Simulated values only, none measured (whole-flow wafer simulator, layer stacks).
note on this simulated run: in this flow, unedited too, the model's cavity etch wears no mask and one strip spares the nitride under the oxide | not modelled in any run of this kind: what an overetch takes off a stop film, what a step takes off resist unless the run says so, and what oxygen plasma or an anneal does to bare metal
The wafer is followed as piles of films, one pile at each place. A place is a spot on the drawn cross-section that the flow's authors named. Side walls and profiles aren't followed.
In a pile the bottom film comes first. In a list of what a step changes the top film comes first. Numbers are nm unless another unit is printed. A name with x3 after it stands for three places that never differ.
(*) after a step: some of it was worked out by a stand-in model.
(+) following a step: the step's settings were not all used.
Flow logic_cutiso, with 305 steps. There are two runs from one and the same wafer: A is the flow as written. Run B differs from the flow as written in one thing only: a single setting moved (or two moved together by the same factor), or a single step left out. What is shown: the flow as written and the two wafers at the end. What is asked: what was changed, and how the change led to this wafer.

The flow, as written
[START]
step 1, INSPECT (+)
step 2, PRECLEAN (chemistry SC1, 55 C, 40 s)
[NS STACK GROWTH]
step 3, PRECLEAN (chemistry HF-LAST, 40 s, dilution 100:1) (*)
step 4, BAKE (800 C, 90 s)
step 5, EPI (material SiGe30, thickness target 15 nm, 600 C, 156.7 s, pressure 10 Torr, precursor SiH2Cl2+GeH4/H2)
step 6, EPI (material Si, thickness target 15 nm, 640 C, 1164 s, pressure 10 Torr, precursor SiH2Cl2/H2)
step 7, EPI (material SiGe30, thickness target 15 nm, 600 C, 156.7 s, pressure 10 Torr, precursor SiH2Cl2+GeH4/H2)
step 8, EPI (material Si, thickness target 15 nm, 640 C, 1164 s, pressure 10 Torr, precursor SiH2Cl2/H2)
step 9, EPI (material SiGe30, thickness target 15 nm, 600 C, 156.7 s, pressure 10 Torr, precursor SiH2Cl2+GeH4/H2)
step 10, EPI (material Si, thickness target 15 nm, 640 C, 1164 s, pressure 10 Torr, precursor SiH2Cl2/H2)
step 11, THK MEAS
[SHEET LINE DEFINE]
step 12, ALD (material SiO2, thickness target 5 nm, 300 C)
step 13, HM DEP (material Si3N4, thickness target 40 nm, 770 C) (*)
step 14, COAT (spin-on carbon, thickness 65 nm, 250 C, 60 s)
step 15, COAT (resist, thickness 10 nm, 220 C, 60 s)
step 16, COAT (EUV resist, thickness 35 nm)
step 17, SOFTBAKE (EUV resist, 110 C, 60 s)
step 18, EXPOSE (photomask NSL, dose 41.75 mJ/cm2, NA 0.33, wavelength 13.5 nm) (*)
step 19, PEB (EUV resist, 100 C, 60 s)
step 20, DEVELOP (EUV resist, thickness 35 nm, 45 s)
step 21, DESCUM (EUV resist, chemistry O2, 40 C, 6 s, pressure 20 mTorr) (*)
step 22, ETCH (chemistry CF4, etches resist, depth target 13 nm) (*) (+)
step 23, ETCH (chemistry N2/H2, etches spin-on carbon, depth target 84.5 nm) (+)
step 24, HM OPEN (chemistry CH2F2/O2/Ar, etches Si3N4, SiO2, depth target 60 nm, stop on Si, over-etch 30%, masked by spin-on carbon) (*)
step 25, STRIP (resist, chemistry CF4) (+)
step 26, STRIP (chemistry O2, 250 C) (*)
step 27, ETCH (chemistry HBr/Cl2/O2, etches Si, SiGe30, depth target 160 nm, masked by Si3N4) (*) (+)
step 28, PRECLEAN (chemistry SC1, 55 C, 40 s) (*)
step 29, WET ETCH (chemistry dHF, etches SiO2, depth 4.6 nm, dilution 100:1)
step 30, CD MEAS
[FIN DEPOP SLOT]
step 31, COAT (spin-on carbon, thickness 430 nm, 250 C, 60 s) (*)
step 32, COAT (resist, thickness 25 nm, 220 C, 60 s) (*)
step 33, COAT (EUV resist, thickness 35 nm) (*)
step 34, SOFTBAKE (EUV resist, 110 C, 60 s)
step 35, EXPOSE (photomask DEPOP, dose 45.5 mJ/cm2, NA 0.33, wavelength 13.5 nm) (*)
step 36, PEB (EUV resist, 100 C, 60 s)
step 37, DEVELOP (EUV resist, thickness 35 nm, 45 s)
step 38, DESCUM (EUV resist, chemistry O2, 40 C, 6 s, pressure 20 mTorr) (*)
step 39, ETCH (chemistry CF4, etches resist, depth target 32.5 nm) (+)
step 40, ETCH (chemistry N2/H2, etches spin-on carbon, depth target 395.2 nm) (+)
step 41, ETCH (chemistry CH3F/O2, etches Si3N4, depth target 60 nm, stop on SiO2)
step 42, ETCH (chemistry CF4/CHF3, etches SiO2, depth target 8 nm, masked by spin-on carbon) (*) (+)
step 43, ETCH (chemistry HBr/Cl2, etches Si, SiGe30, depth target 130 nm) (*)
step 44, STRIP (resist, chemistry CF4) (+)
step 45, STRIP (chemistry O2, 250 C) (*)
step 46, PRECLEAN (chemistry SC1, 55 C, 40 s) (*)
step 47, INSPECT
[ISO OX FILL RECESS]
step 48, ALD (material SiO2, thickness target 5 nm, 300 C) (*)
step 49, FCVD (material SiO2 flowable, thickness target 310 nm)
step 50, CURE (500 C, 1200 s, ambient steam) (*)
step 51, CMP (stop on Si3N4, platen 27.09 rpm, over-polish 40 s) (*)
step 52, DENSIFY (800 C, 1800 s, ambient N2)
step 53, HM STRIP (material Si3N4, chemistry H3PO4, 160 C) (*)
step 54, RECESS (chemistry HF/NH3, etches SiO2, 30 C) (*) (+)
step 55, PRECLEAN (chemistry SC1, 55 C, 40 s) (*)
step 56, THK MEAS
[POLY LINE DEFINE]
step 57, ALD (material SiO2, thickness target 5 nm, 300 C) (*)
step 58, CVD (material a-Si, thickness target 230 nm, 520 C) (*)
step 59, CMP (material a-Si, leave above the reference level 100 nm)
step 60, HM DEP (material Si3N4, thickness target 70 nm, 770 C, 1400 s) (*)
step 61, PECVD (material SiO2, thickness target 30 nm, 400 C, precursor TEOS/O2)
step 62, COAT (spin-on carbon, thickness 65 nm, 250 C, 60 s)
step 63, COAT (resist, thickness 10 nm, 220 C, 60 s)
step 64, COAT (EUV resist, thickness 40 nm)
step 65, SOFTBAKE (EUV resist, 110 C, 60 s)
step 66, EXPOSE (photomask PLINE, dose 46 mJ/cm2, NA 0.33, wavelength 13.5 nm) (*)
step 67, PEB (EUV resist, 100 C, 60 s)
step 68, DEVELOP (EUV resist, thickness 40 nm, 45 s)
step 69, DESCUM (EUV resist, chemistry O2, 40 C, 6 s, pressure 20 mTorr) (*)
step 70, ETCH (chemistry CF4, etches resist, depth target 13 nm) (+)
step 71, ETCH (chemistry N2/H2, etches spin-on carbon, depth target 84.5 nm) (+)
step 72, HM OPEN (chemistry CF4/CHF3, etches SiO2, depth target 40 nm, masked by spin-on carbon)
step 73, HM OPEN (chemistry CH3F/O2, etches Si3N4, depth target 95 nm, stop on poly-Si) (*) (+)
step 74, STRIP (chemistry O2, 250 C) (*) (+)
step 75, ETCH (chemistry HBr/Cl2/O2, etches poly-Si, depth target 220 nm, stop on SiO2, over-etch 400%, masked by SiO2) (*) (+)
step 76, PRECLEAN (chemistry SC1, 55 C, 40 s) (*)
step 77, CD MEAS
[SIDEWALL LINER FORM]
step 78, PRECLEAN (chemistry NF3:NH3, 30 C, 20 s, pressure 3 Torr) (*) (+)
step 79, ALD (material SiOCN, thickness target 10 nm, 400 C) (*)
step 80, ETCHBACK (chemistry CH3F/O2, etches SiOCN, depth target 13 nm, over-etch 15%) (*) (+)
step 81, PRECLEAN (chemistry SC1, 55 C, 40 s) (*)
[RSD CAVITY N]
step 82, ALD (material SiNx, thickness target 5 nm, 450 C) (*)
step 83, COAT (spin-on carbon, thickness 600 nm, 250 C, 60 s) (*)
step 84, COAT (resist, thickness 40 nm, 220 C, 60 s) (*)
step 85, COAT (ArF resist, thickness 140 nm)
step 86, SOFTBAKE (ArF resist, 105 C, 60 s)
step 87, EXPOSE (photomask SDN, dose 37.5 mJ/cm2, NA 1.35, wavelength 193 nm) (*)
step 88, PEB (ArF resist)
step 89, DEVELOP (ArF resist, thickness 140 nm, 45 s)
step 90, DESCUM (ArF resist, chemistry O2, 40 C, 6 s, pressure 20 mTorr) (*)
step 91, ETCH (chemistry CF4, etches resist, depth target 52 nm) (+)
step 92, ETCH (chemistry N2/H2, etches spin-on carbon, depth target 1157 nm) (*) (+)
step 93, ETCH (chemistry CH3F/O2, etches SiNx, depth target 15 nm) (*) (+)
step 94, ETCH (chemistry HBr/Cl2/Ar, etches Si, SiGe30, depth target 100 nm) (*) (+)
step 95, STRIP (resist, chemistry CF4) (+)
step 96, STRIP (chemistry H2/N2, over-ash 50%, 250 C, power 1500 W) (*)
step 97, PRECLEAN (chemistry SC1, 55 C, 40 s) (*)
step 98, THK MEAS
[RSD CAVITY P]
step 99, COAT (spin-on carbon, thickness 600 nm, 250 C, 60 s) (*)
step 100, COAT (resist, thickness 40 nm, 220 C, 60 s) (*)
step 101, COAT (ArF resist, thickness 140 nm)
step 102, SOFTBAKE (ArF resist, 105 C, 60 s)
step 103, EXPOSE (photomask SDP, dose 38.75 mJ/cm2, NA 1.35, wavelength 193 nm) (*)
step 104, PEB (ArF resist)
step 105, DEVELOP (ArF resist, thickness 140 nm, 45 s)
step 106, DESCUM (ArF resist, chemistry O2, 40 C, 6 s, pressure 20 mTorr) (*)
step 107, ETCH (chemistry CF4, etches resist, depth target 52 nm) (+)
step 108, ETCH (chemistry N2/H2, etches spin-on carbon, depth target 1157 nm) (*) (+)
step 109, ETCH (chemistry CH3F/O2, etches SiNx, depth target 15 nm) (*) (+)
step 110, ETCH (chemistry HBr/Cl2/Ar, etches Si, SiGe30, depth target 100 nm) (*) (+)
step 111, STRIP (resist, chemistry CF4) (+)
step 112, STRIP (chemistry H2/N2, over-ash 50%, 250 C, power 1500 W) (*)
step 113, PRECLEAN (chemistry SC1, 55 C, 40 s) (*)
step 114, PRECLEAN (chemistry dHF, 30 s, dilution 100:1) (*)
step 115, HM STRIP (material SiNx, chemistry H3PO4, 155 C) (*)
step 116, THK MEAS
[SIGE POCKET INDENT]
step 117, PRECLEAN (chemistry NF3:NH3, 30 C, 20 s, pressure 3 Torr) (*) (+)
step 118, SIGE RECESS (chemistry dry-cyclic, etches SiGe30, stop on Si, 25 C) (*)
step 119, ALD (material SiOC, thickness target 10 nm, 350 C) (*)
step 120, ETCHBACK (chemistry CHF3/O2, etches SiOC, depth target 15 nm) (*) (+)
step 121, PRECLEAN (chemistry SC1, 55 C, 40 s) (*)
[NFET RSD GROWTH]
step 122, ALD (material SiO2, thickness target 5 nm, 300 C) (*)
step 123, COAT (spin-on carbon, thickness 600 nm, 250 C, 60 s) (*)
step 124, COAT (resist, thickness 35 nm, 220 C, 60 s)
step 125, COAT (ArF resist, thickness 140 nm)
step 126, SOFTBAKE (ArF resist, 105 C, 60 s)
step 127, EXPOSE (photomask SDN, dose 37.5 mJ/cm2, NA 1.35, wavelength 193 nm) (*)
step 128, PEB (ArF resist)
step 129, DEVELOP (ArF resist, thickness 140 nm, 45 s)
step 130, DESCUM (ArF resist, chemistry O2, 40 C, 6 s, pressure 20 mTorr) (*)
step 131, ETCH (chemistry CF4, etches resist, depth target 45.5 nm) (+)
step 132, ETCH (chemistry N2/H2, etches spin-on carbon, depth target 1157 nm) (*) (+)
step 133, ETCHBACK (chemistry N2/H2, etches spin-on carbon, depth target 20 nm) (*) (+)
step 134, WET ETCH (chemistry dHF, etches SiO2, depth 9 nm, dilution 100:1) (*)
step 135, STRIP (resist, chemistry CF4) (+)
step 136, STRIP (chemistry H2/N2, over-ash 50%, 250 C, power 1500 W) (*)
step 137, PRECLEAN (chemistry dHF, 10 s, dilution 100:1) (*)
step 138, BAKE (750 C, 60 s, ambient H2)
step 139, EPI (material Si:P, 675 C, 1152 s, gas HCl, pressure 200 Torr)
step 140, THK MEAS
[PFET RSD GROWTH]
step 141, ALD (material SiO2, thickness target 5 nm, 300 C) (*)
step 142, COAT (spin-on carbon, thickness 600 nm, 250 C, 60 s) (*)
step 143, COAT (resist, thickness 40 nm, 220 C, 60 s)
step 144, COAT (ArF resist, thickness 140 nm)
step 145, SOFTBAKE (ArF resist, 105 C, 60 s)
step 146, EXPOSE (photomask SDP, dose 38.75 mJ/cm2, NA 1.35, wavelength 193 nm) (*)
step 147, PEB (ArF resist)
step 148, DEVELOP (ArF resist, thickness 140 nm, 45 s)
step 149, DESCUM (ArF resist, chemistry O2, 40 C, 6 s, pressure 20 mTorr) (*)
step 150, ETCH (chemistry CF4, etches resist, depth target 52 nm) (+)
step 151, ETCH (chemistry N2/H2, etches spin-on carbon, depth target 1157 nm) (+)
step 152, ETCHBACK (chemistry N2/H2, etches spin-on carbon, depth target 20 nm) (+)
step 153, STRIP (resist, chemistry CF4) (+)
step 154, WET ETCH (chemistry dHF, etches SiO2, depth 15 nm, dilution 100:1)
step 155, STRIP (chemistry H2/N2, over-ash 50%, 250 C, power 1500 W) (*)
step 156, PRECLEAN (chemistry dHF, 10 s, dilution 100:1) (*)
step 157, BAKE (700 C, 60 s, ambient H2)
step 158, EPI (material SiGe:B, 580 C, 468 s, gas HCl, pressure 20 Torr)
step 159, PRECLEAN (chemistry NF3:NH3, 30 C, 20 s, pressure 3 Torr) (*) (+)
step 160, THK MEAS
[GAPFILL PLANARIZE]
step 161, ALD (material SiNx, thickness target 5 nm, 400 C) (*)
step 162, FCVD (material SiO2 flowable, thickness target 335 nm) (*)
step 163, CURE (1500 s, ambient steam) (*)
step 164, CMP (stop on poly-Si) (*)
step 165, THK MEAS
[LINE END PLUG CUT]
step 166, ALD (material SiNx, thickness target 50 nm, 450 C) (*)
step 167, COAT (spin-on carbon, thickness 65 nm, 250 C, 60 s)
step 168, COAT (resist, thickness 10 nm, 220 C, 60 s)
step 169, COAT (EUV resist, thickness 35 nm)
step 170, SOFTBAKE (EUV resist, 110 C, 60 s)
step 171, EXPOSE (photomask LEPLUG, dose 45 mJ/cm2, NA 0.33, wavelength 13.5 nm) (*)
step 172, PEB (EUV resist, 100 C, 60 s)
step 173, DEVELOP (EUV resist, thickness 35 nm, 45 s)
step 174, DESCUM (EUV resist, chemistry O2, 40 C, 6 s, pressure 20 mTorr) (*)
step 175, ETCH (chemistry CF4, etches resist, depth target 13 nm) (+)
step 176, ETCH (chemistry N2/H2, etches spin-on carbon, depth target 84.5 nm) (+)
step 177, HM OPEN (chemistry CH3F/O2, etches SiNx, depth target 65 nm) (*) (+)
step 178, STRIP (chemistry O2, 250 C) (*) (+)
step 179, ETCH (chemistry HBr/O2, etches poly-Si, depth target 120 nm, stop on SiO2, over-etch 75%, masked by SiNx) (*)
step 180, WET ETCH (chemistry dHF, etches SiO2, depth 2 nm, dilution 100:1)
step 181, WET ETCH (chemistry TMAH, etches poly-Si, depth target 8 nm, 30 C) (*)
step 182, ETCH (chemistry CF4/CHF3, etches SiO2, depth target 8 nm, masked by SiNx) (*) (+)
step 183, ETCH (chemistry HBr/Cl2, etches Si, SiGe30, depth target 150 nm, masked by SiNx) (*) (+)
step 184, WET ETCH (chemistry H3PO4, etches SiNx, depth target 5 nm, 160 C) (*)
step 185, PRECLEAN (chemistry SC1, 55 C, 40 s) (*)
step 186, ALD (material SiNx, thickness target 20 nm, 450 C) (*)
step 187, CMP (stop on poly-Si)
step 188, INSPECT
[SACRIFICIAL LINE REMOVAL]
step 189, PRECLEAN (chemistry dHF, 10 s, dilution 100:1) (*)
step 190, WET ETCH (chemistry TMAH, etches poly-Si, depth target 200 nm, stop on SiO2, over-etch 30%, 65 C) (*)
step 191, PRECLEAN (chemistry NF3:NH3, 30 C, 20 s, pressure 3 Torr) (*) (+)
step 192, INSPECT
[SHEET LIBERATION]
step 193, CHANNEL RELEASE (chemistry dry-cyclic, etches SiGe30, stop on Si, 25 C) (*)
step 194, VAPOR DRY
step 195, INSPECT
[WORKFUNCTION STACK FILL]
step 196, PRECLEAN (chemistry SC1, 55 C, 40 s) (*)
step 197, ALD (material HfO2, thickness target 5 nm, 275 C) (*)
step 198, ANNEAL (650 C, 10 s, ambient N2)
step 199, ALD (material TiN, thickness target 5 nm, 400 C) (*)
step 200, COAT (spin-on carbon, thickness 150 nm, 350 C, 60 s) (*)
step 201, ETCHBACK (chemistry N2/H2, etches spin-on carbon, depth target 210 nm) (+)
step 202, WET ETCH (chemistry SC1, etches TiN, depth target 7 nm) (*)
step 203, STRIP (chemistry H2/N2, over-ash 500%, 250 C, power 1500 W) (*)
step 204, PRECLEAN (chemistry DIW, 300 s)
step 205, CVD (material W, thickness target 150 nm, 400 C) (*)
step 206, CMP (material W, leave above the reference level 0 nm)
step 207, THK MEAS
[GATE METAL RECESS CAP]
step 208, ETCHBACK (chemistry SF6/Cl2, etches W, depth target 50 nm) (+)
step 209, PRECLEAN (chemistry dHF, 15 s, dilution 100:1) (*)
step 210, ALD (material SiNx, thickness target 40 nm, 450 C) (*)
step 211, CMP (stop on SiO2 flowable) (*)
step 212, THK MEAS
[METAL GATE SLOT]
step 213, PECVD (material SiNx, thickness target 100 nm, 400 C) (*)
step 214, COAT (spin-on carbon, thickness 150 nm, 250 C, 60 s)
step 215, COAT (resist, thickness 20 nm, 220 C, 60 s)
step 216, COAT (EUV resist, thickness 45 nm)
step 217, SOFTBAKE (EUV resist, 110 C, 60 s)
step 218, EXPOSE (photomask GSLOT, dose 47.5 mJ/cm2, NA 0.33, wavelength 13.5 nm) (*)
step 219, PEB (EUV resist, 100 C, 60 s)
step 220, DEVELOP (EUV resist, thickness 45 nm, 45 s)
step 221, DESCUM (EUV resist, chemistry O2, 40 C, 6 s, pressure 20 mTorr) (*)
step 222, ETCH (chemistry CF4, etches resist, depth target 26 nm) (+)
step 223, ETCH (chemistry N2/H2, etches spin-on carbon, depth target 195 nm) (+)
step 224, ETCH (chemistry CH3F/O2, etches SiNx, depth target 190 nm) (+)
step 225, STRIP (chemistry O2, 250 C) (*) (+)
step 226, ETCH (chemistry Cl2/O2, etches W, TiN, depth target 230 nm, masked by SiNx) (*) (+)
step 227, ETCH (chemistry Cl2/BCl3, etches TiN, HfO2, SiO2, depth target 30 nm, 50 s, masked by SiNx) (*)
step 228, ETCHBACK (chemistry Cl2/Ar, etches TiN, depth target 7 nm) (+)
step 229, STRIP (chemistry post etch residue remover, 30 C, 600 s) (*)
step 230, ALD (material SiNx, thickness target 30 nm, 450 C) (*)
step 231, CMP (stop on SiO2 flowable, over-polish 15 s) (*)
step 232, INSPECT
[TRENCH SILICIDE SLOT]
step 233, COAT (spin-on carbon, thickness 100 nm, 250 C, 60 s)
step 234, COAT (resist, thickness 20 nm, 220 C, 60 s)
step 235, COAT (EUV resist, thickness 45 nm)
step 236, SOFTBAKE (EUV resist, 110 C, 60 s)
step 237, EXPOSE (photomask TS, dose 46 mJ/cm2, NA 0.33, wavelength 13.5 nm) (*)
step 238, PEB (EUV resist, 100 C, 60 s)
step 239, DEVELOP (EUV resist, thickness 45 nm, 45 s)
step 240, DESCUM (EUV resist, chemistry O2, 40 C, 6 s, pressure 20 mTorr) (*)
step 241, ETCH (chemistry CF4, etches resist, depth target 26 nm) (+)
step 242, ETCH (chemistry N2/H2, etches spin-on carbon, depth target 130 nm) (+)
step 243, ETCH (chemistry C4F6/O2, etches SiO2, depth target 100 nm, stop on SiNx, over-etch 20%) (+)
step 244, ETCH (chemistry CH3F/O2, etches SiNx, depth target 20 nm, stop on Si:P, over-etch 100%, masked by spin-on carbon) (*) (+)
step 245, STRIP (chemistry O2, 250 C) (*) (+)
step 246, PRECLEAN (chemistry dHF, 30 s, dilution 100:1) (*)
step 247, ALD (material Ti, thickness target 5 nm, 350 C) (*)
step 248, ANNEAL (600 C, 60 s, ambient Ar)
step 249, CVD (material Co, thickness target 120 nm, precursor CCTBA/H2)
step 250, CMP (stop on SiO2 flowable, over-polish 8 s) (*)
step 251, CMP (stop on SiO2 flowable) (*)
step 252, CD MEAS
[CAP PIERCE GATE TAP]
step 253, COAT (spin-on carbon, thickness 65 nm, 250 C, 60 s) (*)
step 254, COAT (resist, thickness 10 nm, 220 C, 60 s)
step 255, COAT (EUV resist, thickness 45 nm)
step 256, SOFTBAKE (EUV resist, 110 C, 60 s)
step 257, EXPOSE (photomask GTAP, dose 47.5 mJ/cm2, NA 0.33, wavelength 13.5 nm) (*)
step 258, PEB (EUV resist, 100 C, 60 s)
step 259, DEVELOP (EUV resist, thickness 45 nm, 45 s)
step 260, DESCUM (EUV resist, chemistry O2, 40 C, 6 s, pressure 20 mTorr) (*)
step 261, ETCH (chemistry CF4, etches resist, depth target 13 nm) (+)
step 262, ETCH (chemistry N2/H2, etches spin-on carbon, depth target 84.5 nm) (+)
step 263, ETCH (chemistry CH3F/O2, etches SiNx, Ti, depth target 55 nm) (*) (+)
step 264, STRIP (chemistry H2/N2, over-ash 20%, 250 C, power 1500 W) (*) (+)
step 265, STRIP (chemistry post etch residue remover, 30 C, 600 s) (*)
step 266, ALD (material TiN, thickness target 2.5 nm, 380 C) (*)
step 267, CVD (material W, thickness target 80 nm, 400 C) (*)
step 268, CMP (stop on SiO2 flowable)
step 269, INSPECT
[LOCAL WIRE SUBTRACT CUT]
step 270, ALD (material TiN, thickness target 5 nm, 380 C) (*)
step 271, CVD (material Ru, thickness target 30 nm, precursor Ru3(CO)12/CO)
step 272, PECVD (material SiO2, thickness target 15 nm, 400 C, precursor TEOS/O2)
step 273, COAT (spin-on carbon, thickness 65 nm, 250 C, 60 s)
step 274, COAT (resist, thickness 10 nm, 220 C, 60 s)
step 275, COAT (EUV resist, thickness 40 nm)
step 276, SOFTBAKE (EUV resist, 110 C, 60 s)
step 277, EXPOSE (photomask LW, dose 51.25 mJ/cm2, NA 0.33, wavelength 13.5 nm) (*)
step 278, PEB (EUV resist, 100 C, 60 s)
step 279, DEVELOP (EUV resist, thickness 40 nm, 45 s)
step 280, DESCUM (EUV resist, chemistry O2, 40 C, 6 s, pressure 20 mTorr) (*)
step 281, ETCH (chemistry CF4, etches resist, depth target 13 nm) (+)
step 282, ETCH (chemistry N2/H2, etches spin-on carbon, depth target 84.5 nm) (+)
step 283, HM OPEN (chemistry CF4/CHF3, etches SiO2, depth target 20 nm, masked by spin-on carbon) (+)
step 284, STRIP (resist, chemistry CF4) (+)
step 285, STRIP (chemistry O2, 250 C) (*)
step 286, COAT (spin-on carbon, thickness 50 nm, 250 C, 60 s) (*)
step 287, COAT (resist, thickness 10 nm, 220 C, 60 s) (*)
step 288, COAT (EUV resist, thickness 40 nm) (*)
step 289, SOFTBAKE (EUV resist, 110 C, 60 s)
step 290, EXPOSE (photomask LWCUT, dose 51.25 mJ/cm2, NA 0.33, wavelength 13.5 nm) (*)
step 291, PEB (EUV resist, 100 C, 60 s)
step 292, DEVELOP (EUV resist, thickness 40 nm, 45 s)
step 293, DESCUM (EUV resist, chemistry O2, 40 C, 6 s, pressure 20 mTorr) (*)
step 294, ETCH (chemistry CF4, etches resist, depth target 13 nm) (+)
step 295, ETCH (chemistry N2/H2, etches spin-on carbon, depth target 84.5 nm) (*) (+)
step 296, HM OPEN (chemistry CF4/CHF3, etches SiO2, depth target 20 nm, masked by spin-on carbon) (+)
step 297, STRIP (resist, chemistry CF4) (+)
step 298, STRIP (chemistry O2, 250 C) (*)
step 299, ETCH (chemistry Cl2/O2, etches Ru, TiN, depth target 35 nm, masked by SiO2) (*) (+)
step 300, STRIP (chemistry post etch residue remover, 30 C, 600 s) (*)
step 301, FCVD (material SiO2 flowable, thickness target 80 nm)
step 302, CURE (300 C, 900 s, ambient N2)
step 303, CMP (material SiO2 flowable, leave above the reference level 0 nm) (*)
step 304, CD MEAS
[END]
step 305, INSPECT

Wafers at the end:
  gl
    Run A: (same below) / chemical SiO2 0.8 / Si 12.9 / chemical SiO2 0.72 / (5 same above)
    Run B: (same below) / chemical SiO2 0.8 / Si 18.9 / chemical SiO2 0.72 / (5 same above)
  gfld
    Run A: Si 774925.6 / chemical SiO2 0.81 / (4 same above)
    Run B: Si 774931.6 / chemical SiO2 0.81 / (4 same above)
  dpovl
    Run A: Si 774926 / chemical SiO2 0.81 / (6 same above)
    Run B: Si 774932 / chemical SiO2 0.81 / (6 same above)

The reason: step 10, EPI: thickness target 21 nm was run, whereas the flow has thickness target 15 nm; step 10, EPI: 1630 s was run, where the flow has 1164 s.

How this came from the change, step by step:
  step 10, EPI (material Si, thickness target 15 nm, 640 C, 1164 s, pressure 10 Torr, precursor SiH2Cl2/H2)
      depop, dpovl, gfld and 19 more: A Si gains 15 (new film) | B Si gains 21 (new film)
  step 27, ETCH (chemistry HBr/Cl2/O2, etches Si, SiGe30, depth target 160 nm, masked by Si3N4) (*) (+)
      gfld, gxf, iso, lnri: A chemical SiO2 loses 0.79 (all of it), Si loses 11.4 (all of it), SiGe30 loses 15 (all of it), Si loses 15 (all of it), SiGe30 loses 15 (all of it), Si loses 15 (all of it), SiGe30 loses 15 (all of it), Si loses 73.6 | B chemical SiO2 loses 0.79 (all of it), Si loses 17.4 (all of it), SiGe30 loses 15 (all of it), Si loses 15 (all of it), SiGe30 loses 15 (all of it), Si loses 15 (all of it), SiGe30 loses 15 (all of it), Si loses 67.6
      dpovl, nsgap: A chemical SiO2 loses 0.79 (all of it), Si loses 11.8 (all of it), SiGe30 loses 15 (all of it), Si loses 15 (all of it), SiGe30 loses 15 (all of it), Si loses 15 (all of it), SiGe30 loses 15 (all of it), Si loses 73.2 | B chemical SiO2 loses 0.79 (all of it), Si loses 17.8 (all of it), SiGe30 loses 15 (all of it), Si loses 15 (all of it), SiGe30 loses 15 (all of it), Si loses 15 (all of it), SiGe30 loses 15 (all of it), Si loses 67.2
      (as well as at 1 more place)
  step 43, ETCH (chemistry HBr/Cl2, etches Si, SiGe30, depth target 130 nm) (*)
      depop: A Si loses 14 (all of it), SiGe30 loses 15 (all of it), Si loses 15 (all of it), SiGe30 loses 15 (all of it), Si loses 15 (all of it), SiGe30 loses 15 (all of it), Si loses 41 | B Si loses 20 (all of it), SiGe30 loses 15 (all of it), Si loses 15 (all of it), SiGe30 loses 15 (all of it), Si loses 15 (all of it), SiGe30 loses 15 (all of it), Si loses 35
  step 94, ETCH (chemistry HBr/Cl2/Ar, etches Si, SiGe30, depth target 100 nm) (*) (+)
      rsdn, rsdx: A chemical SiO2 loses 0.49 (all of it), Si loses 12.8 (all of it), SiGe30 loses 15 (all of it), Si loses 15 (all of it), SiGe30 loses 15 (all of it), Si loses 15 (all of it), SiGe30 loses 15 (all of it), Si loses 12.2 | B chemical SiO2 loses 0.49 (all of it), Si loses 18.8 (all of it), SiGe30 loses 15 (all of it), Si loses 15 (all of it), SiGe30 loses 15 (all of it), Si loses 15 (all of it), SiGe30 loses 15 (all of it), Si loses 6.16
  step 110, ETCH (chemistry HBr/Cl2/Ar, etches Si, SiGe30, depth target 100 nm) (*) (+)
      rsdp, rsdw: A chemical SiO2 loses 0.49 (all of it), Si loses 12.8 (all of it), SiGe30 loses 15 (all of it), Si loses 15 (all of it), SiGe30 loses 15 (all of it), Si loses 15 (all of it), SiGe30 loses 15 (all of it), Si loses 12.2 | B chemical SiO2 loses 0.49 (all of it), Si loses 18.8 (all of it), SiGe30 loses 15 (all of it), Si loses 15 (all of it), SiGe30 loses 15 (all of it), Si loses 15 (all of it), SiGe30 loses 15 (all of it), Si loses 6.16
  step 183, ETCH (chemistry HBr/Cl2, etches Si, SiGe30, depth target 150 nm, masked by SiNx) (*) (+)
      plug: A Si loses 13.6 (all of it), SiGe30 loses 15 (all of it), Si loses 15 (all of it), SiGe30 loses 15 (all of it), Si loses 15 (all of it), SiGe30 loses 15 (all of it), Si loses 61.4 | B Si loses 19.6 (all of it), SiGe30 loses 15 (all of it), Si loses 15 (all of it), SiGe30 loses 15 (all of it), Si loses 15 (all of it), SiGe30 loses 15 (all of it), Si loses 55.4
